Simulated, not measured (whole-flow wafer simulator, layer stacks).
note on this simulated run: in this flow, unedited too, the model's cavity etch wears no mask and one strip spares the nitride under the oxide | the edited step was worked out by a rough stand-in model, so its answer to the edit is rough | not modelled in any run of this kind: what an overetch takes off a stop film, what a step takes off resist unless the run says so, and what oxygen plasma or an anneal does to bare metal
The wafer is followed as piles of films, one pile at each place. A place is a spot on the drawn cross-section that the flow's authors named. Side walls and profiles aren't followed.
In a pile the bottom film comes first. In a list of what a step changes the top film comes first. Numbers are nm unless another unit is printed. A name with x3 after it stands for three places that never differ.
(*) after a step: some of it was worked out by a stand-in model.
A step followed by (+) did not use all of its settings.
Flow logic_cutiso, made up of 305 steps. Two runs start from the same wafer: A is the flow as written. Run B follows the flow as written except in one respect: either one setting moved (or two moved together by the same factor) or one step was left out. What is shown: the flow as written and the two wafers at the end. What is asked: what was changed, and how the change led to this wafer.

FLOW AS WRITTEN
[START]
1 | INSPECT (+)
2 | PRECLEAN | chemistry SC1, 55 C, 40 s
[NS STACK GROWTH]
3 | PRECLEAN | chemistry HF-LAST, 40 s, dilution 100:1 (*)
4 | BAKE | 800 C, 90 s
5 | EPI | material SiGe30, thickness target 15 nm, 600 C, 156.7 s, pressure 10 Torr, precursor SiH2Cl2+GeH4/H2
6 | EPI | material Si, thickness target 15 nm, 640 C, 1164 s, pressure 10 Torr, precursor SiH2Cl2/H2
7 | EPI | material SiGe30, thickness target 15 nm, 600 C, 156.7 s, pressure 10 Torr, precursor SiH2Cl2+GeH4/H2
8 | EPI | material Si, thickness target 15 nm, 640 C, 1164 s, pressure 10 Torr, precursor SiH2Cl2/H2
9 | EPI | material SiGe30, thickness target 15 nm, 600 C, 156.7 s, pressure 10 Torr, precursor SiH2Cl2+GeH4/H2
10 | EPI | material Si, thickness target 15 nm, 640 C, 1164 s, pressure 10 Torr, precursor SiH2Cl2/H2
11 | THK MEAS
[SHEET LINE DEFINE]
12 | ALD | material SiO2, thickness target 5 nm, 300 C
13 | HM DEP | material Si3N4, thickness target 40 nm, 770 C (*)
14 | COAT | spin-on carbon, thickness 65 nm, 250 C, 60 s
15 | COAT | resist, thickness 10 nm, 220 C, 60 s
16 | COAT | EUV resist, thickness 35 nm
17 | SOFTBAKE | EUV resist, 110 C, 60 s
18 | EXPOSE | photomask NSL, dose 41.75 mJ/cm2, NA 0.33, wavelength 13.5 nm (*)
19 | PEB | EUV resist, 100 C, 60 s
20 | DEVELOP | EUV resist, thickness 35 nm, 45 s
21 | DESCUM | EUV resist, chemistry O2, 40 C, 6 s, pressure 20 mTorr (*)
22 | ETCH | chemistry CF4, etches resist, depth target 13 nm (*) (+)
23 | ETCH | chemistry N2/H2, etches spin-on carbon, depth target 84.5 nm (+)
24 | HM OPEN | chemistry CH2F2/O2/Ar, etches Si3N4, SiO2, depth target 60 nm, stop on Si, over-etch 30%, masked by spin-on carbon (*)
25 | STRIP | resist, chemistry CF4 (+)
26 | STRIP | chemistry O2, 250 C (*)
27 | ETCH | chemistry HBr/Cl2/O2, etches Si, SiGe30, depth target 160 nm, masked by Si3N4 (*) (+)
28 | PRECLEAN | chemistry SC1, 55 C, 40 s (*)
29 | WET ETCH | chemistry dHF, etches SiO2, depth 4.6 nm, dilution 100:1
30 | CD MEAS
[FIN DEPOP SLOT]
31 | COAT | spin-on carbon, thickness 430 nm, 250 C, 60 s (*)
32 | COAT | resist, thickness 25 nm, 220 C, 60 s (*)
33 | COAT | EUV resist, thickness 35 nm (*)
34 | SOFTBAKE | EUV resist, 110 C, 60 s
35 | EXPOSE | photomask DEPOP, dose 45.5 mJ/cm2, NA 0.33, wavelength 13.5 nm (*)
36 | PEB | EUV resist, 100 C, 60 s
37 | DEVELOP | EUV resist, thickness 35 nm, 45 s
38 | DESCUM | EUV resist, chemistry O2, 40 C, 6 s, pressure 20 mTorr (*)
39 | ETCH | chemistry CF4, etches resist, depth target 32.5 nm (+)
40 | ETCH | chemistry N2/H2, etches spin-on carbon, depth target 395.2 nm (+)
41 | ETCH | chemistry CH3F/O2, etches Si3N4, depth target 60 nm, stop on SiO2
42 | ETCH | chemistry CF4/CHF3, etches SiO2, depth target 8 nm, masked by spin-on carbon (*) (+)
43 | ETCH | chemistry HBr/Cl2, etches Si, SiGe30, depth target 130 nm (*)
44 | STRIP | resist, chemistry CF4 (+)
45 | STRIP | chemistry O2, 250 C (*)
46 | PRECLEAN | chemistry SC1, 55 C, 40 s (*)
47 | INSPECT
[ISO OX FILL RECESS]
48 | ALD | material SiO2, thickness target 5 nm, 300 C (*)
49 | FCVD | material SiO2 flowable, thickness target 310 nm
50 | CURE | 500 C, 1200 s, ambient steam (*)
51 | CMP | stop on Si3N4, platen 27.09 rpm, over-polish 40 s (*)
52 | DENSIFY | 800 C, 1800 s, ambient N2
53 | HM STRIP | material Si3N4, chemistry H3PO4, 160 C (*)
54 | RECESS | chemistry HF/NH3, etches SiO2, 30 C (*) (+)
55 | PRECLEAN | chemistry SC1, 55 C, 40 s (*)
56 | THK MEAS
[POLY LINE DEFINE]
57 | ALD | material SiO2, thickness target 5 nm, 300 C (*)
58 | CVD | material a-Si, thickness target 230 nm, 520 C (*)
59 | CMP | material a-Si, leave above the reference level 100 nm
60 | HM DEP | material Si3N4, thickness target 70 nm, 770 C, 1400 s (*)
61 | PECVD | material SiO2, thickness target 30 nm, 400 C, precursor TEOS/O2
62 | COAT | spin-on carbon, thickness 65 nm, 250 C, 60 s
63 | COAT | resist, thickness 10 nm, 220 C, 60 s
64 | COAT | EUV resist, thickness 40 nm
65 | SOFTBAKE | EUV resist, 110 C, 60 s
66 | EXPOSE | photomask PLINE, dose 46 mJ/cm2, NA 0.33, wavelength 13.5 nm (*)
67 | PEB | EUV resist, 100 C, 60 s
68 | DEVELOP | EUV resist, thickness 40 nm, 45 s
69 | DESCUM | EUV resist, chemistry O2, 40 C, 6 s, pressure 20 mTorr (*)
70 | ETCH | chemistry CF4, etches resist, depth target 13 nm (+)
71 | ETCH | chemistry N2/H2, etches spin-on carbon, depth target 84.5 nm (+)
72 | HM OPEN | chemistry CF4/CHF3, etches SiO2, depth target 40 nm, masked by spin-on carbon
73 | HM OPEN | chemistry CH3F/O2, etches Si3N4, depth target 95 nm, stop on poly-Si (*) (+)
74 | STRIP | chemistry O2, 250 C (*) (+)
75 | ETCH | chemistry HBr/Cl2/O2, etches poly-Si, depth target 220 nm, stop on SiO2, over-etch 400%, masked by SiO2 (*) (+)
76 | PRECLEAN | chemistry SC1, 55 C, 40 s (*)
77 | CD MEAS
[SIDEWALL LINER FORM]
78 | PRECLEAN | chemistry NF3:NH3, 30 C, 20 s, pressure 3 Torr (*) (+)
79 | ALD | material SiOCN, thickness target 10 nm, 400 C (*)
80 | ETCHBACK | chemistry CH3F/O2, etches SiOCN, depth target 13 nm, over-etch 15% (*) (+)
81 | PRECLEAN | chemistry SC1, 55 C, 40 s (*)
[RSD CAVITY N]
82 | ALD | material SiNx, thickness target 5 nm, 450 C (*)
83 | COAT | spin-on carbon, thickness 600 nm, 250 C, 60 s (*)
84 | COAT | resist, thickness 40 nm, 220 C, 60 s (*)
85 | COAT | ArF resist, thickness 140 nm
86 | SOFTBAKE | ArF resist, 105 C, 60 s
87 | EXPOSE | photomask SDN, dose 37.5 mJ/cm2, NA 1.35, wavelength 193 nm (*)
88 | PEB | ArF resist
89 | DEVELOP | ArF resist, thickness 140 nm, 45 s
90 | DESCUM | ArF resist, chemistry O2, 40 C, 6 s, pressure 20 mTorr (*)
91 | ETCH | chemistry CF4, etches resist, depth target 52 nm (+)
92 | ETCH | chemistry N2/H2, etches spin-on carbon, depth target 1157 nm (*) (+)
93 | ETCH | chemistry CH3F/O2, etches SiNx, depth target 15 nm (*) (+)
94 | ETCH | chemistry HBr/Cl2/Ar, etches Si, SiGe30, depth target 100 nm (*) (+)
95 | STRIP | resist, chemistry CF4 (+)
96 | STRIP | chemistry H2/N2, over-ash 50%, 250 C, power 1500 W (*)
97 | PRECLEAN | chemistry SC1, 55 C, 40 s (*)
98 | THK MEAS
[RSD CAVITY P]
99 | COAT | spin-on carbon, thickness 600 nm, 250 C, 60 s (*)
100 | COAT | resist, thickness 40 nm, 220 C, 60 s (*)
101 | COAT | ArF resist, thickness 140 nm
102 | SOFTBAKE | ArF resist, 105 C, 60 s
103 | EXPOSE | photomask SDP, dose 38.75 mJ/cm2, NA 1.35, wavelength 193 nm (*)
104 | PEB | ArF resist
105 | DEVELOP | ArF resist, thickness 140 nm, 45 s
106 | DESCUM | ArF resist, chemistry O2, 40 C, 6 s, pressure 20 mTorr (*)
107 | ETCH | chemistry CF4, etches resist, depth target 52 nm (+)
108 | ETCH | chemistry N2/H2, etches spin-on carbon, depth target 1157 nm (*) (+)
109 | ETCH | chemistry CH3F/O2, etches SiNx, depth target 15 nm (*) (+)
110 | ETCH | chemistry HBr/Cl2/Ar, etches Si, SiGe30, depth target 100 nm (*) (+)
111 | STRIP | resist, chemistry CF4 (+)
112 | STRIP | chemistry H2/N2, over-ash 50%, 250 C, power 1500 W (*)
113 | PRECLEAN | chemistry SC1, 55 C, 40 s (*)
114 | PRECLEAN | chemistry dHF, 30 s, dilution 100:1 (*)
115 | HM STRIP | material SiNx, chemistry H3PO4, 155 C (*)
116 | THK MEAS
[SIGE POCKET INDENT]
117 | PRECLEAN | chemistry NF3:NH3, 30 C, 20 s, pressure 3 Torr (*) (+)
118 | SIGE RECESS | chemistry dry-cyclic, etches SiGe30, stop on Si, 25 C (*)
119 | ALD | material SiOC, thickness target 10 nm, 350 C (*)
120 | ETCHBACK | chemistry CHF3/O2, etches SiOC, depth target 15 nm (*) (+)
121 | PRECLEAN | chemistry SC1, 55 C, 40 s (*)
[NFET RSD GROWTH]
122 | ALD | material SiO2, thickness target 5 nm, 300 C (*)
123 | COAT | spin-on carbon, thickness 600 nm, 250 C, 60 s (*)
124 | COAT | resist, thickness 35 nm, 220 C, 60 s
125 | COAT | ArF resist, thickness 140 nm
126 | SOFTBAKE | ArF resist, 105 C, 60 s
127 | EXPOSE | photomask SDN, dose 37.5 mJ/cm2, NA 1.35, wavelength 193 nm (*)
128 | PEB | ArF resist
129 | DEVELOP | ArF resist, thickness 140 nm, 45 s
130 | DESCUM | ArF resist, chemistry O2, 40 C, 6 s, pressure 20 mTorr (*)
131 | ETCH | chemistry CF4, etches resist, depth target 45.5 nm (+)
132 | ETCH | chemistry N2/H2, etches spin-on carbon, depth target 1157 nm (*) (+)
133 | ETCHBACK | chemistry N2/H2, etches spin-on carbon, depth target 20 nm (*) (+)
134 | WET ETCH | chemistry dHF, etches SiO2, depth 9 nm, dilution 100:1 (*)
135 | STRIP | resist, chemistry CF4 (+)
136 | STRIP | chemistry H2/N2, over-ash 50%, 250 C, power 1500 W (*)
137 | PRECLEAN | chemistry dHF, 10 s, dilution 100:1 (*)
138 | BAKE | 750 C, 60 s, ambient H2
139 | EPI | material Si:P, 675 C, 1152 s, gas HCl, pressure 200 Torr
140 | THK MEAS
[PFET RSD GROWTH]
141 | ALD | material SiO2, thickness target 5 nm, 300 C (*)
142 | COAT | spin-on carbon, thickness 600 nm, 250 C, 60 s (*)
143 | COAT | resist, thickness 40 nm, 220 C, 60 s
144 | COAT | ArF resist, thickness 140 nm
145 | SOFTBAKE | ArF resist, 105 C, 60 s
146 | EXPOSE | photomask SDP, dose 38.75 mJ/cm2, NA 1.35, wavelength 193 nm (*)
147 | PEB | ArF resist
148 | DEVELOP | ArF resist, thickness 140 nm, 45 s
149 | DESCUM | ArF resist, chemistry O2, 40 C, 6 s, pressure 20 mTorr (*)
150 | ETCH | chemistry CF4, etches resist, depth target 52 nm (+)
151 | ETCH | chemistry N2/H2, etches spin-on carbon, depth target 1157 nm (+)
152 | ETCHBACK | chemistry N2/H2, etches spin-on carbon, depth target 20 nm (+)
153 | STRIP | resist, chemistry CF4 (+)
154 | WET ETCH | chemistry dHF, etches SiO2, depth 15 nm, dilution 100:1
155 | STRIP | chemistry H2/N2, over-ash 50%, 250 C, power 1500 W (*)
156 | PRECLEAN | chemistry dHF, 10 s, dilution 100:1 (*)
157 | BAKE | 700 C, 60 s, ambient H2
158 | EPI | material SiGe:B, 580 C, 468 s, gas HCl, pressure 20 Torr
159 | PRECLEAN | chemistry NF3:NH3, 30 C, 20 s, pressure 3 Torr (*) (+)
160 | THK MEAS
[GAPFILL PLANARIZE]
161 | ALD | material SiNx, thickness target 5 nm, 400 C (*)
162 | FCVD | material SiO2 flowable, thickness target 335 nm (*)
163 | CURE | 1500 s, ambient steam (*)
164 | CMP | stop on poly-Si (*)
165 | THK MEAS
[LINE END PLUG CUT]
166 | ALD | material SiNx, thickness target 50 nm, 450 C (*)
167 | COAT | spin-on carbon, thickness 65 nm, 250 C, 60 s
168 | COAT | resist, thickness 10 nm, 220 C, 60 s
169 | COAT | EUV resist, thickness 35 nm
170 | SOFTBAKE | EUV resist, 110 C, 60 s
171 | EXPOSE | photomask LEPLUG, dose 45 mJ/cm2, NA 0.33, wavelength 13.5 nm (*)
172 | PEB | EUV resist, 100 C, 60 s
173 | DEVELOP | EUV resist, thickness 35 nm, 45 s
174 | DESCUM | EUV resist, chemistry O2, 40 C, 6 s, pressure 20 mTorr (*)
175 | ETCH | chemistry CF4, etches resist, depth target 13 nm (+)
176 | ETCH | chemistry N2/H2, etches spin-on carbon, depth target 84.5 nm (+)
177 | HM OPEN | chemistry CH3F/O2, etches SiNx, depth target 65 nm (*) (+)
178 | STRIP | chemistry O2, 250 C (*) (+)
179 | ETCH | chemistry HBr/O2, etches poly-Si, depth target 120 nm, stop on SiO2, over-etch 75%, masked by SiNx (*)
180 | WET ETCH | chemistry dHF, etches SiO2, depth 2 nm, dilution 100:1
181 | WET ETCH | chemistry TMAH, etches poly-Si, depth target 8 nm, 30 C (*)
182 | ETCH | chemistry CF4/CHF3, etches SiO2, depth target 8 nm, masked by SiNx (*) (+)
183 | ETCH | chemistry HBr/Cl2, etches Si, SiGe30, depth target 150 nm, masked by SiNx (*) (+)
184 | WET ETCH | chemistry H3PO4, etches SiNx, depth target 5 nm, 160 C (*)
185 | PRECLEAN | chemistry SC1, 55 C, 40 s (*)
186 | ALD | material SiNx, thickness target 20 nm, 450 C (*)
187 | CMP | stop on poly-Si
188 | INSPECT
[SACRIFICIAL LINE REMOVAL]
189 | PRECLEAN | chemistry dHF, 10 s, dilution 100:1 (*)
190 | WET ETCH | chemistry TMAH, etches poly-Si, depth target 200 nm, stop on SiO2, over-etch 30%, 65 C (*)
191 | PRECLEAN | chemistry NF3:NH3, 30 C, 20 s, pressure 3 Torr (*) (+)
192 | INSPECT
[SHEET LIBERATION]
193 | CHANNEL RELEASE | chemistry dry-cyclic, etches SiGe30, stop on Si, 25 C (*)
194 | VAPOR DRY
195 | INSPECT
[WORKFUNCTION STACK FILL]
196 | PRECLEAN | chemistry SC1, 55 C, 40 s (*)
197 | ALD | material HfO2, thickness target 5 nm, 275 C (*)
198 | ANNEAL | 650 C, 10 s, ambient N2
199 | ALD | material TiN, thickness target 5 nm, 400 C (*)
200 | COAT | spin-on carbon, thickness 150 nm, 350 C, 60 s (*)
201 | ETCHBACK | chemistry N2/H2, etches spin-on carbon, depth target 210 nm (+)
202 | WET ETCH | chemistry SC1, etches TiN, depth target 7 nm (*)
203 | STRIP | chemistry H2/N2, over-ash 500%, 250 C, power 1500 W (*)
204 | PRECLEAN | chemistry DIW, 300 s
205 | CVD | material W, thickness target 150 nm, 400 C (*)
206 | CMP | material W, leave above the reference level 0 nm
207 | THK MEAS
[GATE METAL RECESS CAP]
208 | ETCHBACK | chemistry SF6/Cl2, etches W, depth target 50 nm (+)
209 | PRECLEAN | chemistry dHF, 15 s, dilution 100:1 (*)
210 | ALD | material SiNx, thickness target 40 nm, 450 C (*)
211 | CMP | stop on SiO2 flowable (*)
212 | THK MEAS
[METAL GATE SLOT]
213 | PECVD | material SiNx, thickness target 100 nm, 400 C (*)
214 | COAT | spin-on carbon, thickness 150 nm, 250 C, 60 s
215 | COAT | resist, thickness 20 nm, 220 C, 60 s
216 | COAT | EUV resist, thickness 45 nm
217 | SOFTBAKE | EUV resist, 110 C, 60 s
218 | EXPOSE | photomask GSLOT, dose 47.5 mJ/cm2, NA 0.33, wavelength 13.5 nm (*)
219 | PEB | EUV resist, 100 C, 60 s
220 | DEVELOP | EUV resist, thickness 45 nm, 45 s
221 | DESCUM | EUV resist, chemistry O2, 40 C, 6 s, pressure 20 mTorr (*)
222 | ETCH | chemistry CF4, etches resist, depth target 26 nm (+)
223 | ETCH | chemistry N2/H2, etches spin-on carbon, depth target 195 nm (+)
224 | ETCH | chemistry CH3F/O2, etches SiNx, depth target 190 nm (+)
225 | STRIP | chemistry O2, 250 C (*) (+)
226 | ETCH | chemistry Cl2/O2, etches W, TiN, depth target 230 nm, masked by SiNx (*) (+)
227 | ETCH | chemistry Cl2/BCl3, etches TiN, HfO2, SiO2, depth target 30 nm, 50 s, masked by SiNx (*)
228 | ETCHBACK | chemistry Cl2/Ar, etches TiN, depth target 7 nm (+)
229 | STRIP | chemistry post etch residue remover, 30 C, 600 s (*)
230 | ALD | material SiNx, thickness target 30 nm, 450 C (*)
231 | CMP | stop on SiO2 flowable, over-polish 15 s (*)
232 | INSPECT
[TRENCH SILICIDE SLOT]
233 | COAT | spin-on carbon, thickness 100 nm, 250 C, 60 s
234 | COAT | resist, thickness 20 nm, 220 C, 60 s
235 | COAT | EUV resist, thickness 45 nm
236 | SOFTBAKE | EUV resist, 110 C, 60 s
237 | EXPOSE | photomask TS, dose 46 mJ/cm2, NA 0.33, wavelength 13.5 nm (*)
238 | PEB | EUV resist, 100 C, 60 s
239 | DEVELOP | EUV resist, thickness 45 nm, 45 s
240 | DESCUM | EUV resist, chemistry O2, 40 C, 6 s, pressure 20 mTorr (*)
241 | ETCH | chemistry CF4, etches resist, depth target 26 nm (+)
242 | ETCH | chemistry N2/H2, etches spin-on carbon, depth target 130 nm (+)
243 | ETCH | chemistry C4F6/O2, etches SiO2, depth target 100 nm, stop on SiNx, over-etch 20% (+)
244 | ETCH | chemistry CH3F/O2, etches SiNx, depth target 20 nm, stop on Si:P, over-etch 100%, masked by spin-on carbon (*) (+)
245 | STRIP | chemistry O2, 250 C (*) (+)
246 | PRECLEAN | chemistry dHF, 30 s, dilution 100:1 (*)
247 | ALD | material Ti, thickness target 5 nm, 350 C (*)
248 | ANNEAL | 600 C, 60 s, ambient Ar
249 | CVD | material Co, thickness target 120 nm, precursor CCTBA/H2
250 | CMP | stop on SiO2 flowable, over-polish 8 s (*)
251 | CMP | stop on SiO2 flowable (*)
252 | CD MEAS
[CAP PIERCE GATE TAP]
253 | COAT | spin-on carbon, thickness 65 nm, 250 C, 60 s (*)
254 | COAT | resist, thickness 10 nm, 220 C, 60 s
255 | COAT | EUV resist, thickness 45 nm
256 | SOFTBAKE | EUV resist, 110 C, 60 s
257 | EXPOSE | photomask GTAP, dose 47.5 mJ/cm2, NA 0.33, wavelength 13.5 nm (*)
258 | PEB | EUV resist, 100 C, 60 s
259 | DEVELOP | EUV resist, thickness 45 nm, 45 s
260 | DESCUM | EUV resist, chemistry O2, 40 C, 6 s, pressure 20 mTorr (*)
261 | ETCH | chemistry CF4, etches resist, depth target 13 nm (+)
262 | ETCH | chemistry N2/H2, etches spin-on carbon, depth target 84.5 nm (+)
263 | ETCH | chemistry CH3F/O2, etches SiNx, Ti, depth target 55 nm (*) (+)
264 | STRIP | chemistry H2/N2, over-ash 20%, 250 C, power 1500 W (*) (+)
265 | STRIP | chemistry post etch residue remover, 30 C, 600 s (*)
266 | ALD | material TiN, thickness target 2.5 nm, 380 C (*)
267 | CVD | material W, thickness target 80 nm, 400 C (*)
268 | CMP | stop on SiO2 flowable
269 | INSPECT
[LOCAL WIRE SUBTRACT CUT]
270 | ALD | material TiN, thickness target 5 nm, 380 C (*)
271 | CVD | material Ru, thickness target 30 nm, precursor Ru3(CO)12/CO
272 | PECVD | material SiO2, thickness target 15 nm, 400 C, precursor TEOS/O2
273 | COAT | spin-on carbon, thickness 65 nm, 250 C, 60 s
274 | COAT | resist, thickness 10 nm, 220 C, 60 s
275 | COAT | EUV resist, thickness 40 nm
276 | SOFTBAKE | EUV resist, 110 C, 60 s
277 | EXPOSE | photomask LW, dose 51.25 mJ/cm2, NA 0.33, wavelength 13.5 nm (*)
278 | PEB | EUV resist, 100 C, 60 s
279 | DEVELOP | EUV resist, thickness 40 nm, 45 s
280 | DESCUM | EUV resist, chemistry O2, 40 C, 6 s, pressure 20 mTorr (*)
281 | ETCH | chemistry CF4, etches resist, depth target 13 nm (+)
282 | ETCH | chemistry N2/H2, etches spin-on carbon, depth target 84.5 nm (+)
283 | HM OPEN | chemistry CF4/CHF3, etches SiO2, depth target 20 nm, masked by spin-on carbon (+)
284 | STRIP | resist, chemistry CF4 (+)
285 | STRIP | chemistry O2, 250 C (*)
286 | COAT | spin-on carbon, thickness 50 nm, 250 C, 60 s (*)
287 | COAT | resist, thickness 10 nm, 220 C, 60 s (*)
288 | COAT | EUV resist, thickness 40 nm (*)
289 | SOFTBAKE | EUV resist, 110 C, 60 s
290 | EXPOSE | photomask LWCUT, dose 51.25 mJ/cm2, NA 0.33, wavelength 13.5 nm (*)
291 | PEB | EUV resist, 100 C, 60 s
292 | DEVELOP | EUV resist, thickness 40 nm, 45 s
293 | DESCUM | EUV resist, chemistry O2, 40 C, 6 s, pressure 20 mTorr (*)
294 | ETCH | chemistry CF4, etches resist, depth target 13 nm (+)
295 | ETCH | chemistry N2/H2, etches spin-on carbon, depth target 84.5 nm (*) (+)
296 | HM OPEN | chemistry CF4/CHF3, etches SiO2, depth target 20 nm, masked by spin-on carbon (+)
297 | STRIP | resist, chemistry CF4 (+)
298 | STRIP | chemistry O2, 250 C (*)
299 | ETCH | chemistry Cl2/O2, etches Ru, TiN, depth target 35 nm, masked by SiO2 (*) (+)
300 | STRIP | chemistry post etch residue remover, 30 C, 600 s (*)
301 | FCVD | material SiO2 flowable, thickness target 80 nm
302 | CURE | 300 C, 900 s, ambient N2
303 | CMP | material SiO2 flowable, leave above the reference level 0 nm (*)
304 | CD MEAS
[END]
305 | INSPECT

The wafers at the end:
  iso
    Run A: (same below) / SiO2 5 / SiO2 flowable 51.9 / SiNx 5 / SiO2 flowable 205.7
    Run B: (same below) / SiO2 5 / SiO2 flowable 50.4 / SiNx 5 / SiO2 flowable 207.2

The reason: step 119, ALD: thickness target 8.5 nm was run, while the flow as written has thickness target 10 nm.

Step by step, how the change led to this:
  119 | ALD | material SiOC, thickness target 10 nm, 350 C (*)
      depop, dpovl, gfld and 14 more: A SiOC gains 10 (new film) | B SiOC gains 8.5 (new film)
      lnr, lnrp, lnrt: A SiOC gains 10 (new film), SiOC gains 16 (new film), cavity loses 16 (all of it), SiOC gains 16 (new film), cavity loses 16 (all of it), SiOC gains 16 (new film), cavity loses 16 (all of it) | B SiOC gains 8.5 (new film), SiOC gains 16 (new film), cavity loses 16 (all of it), SiOC gains 16 (new film), cavity loses 16 (all of it), SiOC gains 16 (new film), cavity loses 16 (all of it)
      (also at 2 further places)
  120 | ETCHBACK | chemistry CHF3/O2, etches SiOC, depth target 15 nm (*) (+)
      gxn: A SiOC loses 11 (all of it), SiO2 loses 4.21 (all of it) | B SiOC loses 9.22 (all of it), SiO2 loses 4.21 (all of it), Si3N4 loses 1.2
      gxp: A SiOC loses 11 (all of it), SiO2 loses 4.25 (all of it) | B SiOC loses 9.19 (all of it), SiO2 loses 4.25 (all of it), Si3N4 loses 1.2
      (also at 20 further places)
  164 | CMP | stop on poly-Si (*)
      depop, dpovl, isow, ns, nsgap: A SiO2 flowable loses 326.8 (all of it), SiNx loses 5 (all of it), SiO2 loses 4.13 (all of it), Si3N4 loses 70 (all of it) | B SiO2 flowable loses 326.8 (all of it), SiNx loses 5 (all of it), SiO2 loses 2.63 (all of it), Si3N4 loses 70 (all of it)
      gfld, gxf: A SiO2 flowable loses 251.9 (all of it), SiNx loses 5 (all of it), SiO2 loses 4.13 (all of it), Si3N4 loses 70 (all of it) | B SiO2 flowable loses 252.8 (all of it), SiNx loses 5 (all of it), SiO2 loses 2.63 (all of it), Si3N4 loses 70 (all of it)
      (also at 3 further places)
